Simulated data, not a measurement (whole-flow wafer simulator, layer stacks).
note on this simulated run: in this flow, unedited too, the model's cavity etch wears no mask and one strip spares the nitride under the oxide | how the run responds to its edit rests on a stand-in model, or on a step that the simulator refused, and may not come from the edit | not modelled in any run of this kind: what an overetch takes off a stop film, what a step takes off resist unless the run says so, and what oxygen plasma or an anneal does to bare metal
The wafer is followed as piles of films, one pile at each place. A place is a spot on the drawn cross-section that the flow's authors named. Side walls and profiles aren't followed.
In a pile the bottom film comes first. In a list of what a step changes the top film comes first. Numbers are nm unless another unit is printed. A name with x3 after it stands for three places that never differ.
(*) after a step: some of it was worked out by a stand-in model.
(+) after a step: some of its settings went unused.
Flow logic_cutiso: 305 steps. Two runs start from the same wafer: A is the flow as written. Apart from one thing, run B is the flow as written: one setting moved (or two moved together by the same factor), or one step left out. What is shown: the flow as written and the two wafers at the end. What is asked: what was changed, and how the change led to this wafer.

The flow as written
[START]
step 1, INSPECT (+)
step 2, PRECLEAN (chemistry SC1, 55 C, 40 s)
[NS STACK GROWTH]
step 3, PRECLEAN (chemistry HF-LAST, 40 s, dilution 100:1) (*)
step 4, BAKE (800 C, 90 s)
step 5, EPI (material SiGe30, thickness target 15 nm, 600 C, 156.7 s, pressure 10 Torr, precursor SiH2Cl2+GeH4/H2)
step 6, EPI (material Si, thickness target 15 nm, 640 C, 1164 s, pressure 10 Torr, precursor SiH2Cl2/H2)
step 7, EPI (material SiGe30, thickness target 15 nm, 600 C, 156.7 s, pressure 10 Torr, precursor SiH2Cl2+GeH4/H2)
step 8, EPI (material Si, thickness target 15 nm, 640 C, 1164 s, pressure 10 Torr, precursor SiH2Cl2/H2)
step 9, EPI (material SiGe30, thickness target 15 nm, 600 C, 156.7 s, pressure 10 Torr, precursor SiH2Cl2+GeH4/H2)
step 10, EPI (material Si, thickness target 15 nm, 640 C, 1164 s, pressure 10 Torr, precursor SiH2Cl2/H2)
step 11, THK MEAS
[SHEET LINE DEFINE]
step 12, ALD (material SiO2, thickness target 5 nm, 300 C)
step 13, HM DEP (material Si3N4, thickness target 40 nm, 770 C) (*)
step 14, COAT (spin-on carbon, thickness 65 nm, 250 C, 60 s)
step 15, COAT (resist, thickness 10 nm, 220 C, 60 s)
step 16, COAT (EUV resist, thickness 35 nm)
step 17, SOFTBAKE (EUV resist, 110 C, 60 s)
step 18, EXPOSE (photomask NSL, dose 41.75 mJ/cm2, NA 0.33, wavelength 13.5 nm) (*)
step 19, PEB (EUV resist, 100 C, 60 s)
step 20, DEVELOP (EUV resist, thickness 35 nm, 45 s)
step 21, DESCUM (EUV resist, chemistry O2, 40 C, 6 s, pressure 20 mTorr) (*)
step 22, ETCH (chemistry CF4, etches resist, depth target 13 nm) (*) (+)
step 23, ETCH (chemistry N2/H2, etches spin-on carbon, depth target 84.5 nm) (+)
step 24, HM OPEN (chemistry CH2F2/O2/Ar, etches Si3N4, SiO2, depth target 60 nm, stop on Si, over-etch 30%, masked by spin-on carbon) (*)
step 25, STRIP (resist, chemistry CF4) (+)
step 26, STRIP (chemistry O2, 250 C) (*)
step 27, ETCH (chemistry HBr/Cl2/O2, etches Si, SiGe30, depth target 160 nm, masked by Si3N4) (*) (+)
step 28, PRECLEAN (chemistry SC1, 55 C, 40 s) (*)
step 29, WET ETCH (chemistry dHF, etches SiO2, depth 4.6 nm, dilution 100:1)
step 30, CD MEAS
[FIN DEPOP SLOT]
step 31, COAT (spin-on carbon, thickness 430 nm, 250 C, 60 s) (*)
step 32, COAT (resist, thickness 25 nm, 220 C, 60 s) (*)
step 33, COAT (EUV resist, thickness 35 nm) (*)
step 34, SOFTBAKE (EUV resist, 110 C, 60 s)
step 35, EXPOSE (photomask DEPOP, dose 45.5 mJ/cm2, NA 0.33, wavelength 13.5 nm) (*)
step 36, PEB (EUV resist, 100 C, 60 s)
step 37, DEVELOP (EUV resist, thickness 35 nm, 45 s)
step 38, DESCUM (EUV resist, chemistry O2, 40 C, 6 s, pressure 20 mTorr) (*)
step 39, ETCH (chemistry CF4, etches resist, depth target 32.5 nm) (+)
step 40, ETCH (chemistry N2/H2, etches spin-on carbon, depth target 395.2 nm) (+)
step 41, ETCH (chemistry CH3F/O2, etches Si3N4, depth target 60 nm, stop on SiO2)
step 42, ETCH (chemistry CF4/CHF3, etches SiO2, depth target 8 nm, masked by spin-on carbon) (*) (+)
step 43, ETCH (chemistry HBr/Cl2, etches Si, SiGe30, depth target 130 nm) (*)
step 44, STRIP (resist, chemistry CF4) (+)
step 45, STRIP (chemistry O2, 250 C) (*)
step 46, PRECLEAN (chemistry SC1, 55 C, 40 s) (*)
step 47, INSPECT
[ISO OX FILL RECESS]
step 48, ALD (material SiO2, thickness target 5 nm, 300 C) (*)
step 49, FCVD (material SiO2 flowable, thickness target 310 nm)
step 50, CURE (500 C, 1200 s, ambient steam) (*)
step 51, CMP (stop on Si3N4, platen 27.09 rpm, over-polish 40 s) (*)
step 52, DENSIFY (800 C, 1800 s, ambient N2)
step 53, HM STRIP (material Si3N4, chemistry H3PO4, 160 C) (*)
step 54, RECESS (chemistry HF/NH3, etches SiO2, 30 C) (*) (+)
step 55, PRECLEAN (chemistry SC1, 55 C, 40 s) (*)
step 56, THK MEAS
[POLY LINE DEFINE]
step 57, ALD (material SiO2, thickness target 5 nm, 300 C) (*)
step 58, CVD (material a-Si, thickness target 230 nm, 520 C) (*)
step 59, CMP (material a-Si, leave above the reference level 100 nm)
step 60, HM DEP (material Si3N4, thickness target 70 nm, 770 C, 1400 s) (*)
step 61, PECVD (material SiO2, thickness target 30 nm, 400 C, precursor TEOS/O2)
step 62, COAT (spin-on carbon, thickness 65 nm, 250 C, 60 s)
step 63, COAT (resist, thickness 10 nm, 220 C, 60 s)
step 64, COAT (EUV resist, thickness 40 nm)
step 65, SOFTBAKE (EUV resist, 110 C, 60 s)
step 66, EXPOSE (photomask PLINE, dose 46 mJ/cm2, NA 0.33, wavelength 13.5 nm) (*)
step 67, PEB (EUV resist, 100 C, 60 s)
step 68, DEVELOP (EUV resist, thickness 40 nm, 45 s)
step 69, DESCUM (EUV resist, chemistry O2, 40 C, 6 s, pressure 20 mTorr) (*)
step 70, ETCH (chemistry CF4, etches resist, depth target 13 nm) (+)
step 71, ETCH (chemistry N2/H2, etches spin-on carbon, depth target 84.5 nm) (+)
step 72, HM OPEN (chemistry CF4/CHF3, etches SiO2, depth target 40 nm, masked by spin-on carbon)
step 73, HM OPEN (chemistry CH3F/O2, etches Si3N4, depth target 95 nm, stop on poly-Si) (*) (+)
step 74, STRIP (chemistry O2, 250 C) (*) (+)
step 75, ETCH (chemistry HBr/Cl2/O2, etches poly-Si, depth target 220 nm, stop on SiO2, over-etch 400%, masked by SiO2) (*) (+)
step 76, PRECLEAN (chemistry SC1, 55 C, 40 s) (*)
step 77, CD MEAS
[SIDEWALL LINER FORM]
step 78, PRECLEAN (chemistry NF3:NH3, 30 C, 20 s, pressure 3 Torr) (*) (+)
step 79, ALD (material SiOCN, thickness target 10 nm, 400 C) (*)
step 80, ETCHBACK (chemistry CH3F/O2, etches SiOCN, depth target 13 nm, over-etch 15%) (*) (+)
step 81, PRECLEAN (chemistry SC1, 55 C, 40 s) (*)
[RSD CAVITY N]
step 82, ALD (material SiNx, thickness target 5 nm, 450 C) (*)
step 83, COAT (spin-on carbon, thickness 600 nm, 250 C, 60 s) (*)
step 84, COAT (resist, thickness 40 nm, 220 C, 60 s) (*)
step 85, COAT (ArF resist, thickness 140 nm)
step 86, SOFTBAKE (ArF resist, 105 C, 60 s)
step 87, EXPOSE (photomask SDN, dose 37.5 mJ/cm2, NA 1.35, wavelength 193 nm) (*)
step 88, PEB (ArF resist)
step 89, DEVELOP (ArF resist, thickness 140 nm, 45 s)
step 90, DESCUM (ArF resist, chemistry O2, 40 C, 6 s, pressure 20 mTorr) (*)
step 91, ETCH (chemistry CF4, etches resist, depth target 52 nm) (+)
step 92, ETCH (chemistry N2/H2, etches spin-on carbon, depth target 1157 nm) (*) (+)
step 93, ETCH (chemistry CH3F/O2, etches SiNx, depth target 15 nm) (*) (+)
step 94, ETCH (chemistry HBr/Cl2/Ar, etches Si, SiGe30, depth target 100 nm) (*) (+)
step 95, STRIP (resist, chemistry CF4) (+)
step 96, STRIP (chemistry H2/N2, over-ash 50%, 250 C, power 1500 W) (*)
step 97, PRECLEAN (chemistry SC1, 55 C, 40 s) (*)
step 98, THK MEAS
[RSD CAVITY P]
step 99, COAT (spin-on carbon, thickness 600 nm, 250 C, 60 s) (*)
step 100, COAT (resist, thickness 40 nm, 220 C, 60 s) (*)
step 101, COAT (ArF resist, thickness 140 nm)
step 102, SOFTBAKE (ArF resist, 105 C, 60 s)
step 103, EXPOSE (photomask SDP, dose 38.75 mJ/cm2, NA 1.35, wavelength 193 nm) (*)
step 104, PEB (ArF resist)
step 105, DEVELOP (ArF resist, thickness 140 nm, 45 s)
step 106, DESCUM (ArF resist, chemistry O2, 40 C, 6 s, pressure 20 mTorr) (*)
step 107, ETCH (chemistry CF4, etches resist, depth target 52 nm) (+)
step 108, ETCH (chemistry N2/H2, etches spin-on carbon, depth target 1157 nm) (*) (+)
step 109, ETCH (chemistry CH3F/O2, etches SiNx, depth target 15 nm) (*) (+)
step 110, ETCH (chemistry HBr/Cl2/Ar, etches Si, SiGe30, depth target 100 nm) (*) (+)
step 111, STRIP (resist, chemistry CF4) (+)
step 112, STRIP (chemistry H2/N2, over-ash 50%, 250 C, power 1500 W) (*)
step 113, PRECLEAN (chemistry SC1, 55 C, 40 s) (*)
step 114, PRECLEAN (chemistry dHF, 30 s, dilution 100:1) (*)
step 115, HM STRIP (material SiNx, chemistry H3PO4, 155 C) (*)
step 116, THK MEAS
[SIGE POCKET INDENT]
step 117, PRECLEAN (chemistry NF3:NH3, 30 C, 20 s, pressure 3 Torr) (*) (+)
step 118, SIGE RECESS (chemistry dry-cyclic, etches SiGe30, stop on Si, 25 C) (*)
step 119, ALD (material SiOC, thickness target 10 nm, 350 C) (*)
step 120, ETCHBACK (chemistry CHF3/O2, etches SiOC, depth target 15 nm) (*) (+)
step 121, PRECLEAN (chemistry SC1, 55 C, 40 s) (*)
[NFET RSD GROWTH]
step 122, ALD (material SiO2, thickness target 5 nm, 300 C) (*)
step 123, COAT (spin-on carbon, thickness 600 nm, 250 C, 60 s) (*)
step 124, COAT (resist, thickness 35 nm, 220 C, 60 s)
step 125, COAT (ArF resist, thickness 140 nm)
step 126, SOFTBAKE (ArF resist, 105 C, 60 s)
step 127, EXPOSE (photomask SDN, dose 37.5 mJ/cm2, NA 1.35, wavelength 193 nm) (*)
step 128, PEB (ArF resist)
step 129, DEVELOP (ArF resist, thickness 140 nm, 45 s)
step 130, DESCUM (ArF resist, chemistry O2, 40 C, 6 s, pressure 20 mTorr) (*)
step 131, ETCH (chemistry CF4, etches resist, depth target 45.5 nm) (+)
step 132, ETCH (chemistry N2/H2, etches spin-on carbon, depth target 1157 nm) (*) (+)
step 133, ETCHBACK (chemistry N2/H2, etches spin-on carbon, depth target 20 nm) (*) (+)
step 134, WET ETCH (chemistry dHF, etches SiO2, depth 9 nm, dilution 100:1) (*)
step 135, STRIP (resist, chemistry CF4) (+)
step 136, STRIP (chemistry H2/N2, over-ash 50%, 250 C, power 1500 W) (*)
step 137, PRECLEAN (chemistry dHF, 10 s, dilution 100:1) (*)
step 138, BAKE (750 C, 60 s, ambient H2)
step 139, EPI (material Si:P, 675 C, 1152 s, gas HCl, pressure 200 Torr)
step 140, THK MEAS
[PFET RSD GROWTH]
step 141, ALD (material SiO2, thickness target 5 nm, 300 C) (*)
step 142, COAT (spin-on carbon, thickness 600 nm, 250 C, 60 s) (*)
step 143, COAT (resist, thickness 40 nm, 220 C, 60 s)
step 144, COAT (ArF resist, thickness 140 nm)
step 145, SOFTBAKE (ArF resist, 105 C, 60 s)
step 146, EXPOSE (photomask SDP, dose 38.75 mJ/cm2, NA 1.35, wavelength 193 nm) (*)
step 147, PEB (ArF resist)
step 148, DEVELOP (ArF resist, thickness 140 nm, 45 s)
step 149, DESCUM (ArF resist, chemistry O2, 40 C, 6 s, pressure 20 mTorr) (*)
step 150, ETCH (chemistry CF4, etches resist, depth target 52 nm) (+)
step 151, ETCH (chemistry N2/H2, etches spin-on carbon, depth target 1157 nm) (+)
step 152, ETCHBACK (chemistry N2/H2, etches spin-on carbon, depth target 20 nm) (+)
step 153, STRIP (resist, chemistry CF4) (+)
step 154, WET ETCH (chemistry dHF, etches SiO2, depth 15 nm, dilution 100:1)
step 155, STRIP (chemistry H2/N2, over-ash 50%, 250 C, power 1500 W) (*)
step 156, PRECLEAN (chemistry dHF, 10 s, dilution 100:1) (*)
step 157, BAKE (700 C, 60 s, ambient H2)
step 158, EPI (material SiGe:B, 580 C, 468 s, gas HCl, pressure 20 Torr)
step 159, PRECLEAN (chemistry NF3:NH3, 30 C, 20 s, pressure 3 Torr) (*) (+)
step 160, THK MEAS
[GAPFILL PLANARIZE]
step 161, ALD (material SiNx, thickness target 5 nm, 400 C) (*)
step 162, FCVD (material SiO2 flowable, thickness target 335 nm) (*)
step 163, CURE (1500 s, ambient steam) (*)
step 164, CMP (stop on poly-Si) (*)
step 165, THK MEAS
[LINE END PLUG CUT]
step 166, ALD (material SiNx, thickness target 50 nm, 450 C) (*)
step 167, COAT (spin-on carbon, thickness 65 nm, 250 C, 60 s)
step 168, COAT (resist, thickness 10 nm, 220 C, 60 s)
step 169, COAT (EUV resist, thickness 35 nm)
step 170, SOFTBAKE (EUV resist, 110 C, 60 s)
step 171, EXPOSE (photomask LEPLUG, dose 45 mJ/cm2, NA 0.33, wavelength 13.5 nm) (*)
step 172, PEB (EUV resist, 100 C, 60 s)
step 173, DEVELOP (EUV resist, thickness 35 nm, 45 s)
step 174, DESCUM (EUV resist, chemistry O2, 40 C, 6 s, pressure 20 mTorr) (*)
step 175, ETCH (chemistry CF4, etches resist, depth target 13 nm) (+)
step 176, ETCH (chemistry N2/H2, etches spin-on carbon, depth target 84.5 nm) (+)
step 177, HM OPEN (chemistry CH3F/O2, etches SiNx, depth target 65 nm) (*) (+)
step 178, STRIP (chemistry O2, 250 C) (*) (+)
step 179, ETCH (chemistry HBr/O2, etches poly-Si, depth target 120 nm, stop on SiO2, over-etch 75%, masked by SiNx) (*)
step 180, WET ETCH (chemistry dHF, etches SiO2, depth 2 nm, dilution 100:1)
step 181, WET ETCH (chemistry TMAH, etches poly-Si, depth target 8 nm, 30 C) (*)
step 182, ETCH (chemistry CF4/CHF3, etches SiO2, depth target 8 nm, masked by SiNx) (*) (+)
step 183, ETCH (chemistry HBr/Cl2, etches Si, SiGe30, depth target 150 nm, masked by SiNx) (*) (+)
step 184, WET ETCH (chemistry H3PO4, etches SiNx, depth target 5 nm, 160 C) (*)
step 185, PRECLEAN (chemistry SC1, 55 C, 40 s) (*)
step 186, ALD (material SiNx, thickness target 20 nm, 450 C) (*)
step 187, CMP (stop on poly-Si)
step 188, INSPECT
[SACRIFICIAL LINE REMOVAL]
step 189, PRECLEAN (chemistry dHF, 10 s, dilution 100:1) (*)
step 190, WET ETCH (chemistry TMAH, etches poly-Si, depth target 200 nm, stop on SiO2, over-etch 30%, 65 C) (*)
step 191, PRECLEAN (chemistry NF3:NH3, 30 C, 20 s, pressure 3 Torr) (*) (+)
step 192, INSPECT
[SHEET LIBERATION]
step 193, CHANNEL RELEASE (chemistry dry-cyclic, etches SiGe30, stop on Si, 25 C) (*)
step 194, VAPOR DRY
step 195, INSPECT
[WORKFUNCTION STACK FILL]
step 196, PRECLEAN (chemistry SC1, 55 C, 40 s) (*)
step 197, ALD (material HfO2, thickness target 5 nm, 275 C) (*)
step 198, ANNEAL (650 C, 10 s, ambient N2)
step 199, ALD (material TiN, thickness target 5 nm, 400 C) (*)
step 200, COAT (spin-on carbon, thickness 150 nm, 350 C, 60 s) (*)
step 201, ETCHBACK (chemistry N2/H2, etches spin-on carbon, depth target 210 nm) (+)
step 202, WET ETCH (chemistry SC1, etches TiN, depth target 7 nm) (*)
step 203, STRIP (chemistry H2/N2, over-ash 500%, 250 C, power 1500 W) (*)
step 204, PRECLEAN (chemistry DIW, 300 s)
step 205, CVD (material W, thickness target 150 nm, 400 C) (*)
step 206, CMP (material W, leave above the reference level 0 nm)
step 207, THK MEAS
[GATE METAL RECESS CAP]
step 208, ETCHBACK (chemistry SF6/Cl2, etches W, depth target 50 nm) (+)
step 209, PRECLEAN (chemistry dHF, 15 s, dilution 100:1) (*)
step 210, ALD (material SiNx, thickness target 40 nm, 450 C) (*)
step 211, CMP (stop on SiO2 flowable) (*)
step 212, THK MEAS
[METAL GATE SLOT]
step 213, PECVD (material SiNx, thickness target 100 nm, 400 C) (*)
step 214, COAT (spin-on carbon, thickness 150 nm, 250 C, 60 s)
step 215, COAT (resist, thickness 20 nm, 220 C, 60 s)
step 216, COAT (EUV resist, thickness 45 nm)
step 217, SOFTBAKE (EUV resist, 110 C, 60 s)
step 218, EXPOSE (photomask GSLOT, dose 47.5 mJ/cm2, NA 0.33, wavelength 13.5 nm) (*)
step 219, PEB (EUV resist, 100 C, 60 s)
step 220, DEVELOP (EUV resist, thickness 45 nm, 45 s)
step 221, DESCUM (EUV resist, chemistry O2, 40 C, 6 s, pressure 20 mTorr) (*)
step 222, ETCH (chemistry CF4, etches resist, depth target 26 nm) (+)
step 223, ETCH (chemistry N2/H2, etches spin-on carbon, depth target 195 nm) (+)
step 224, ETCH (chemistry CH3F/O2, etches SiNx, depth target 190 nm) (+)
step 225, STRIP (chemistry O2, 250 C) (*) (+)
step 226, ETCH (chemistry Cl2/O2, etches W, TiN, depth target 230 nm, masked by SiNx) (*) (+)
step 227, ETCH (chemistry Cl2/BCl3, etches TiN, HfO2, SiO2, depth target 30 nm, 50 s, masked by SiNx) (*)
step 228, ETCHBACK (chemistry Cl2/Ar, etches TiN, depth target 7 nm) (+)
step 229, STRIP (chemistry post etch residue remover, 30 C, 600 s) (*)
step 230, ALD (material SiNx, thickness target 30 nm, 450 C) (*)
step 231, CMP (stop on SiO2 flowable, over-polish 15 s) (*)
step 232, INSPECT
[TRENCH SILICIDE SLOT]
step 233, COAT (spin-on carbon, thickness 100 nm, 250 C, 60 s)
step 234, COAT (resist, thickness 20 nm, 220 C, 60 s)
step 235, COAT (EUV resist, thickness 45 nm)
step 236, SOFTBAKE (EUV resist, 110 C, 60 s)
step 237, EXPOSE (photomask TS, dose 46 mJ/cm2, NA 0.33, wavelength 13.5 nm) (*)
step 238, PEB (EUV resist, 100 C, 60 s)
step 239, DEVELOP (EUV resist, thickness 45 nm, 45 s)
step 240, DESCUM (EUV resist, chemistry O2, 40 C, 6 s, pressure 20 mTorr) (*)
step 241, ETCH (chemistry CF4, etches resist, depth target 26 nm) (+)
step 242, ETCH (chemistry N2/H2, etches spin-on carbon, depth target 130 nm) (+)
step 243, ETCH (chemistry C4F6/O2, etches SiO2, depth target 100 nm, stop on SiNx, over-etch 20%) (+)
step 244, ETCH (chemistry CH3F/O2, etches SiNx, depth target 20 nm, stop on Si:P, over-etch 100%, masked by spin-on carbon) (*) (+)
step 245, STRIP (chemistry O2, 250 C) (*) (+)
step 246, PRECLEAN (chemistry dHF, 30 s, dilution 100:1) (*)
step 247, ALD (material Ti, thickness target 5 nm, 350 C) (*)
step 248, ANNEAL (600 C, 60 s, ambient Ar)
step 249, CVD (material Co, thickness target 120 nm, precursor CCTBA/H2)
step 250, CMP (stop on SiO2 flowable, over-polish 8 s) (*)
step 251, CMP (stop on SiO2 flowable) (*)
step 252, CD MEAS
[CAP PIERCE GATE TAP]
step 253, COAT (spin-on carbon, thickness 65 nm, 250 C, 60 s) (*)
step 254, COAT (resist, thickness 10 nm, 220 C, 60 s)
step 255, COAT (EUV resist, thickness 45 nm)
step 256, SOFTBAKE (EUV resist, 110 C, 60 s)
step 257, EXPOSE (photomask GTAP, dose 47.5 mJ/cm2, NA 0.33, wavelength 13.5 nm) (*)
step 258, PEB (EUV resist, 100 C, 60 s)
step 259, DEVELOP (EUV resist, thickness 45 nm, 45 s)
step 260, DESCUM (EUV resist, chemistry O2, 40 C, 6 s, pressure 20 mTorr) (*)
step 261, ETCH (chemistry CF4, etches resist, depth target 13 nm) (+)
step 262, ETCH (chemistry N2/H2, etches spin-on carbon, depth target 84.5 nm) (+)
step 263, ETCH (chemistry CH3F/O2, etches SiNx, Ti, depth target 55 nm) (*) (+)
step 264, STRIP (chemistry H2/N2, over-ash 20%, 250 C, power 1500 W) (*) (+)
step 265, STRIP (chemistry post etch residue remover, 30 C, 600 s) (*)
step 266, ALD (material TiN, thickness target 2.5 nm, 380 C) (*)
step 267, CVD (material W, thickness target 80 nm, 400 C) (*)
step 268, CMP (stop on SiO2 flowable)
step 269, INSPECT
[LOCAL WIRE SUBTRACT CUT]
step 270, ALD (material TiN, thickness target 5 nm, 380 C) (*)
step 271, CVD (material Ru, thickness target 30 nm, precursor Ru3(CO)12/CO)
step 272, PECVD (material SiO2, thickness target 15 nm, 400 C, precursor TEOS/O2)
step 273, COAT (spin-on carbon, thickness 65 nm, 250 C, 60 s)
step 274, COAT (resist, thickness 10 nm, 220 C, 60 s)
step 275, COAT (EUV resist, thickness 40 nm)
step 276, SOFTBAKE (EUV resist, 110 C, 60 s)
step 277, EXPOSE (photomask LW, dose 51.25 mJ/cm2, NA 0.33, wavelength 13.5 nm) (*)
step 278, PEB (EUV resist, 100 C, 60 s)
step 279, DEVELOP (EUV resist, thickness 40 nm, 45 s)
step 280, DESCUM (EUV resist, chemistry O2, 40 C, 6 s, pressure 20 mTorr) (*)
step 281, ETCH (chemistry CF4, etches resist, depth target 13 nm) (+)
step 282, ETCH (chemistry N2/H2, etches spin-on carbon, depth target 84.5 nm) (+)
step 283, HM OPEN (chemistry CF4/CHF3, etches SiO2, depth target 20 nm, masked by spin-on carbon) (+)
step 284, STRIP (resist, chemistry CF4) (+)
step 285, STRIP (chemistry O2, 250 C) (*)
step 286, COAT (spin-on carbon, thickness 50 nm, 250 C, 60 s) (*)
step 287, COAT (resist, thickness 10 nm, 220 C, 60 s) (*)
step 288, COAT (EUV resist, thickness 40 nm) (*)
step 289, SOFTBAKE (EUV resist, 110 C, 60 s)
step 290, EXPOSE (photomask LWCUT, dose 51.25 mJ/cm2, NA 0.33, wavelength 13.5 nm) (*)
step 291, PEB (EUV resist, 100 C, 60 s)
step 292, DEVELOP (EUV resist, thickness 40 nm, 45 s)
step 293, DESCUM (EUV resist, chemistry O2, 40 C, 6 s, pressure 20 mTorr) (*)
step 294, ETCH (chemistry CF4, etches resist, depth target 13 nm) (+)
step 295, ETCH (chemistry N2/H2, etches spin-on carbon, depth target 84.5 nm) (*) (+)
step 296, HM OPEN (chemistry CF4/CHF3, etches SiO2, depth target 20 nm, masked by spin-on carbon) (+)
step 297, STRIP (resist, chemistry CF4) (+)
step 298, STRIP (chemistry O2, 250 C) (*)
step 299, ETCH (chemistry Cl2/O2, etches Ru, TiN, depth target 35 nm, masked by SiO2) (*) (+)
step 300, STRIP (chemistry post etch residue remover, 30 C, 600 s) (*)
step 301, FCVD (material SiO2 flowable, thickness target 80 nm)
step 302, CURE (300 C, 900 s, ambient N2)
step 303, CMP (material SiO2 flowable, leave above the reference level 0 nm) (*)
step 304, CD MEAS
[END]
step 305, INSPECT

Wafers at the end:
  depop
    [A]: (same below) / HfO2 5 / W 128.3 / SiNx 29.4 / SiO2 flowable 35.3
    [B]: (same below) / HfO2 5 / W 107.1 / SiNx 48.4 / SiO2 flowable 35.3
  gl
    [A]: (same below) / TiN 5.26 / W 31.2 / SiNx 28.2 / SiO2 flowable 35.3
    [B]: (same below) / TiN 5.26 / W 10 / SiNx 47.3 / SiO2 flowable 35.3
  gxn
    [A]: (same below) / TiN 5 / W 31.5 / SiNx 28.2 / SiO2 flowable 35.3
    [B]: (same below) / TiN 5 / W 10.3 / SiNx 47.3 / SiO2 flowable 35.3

What caused this: step 208, ETCHBACK: depth target 71.2 nm was run, while the flow as written has depth target 50 nm.

How this came from the change, step by step:
  step 208, ETCHBACK (chemistry SF6/Cl2, etches W, depth target 50 nm) (+)
      depop, dpovl, gfld and 9 more: A W loses 50 | B W loses 71.2
      iso, rsdn, rsdp, rsdw, rsdx: A SiO2 flowable loses 5 | B SiO2 flowable loses 7.12
      (also at 5 further places)
  step 210, ALD (material SiNx, thickness target 40 nm, 450 C) (*)
      gfld, gl, glp, gxf, gxn, gxp, tap: A SiNx gains 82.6 (new film) | B SiNx gains 100.8 (new film)
      plug: A SiNx gains 42.5 | B SiNx gains 44.8
  step 211, CMP (stop on SiO2 flowable) (*)
      depop, dpovl, isow, ns, nsgap: A SiNx loses 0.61 | B nothing
      gfld, gl, glp, gxf, gxn, gxp, tap: A SiNx loses 43.2 | B SiNx loses 42.3
      (also at 5 further places)
  step 224, ETCH (chemistry CH3F/O2, etches SiNx, depth target 190 nm) (+)
      gfld: A SiNx loses 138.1 (all of it), W loses 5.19 | B SiNx loses 157.2 (all of it), W loses 3.28
  step 226, ETCH (chemistry Cl2/O2, etches W, TiN, depth target 230 nm, masked by SiNx) (*) (+)
      depop, dpovl, gl and 18 more: A SiNx loses 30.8 | B SiNx loses 25.9
      gfld: A W loses 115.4 (all of it), TiN loses 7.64 (all of it), HfO2 loses 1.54 | B W loses 96.2 (all of it), TiN loses 7.64 (all of it), HfO2 loses 1.3
  step 231, CMP (stop on SiO2 flowable, over-polish 15 s) (*)
      gl, glp, gxf, gxn, gxp, plug, tap: A SiNx loses 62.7 | B SiNx loses 67.5
      depop, dpovl, isow, ns, nsgap: A SiNx loses 62.7 | B SiNx loses 49.1
      (also at 10 further places)
  step 243, ETCH (chemistry C4F6/O2, etches SiO2, depth target 100 nm, stop on SiNx, over-etch 20%) (+)
      rsdn, rsdp, rsdw: A SiO2 flowable loses 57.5 (all of it) | B SiO2 flowable loses 55.4 (all of it)
  step 246, PRECLEAN (chemistry dHF, 30 s, dilution 100:1) (*)
      depop, dpovl, isow, ns, nsgap: A SiNx loses 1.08 | B SiNx loses 0.52
  step 251, CMP (stop on SiO2 flowable) (*)
      rsdx: A Ti loses 5 (all of it) | B Ti loses 4.24
      gfld, gl, glp, gxf, gxn, gxp, plug, tap: A SiNx loses 5 | B SiNx loses 4.44
      (also at 8 further places)
  step 263, ETCH (chemistry CH3F/O2, etches SiNx, Ti, depth target 55 nm) (*) (+)
      glp, lnrp, lnrt, plug, rsdn, rsdp, rsdw: A resist loses 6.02 (all of it), spin-on carbon loses 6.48 | B resist loses 6.02 (all of it), spin-on carbon loses 11.9
      depop, dpovl, gl, isow, ns, nsgap: A resist loses 6.03 (all of it), spin-on carbon loses 6.46 | B resist loses 6.03 (all of it), spin-on carbon loses 11.8
      (also at 9 further places)
  step 264, STRIP (chemistry H2/N2, over-ash 20%, 250 C, power 1500 W) (*) (+)
      gfld, gl, gxf, gxn, gxp, lnr, lnri, lnrp: A spin-on carbon loses 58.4 (all of it) | B spin-on carbon loses 53.1 (all of it)
      glp, lnrt, plug, rsdn, rsdp, rsdw: A spin-on carbon loses 58.4 (all of it) | B spin-on carbon loses 53 (all of it)
      (also at 7 further places)
  step 265, STRIP (chemistry post etch residue remover, 30 C, 600 s) (*)
      rsdx: A nothing | B Ti loses 0.76 (all of it)
      iso: A Ti loses 0.66 (all of it) | B Ti loses 1.17 (all of it)
  step 267, CVD (material W, thickness target 80 nm, 400 C) (*)
      tap: A W gains 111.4 (new film) | B W gains 130.3 (new film)
  step 268, CMP (stop on SiO2 flowable)
      depop, dpovl, gfld and 9 more: A W loses 80.2 (all of it), TiN loses 2.5 (all of it), SiNx loses 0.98 | B W loses 80.2 (all of it), TiN loses 2.5 (all of it), SiNx loses 1.55
      lnr, lnri, lnrp, lnrt: A W loses 80 (all of it), TiN loses 2.5 (all of it), SiOCN loses 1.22 | B W loses 80 (all of it), TiN loses 2.5 (all of it), SiOCN loses 1.78
      (also at 3 further places)
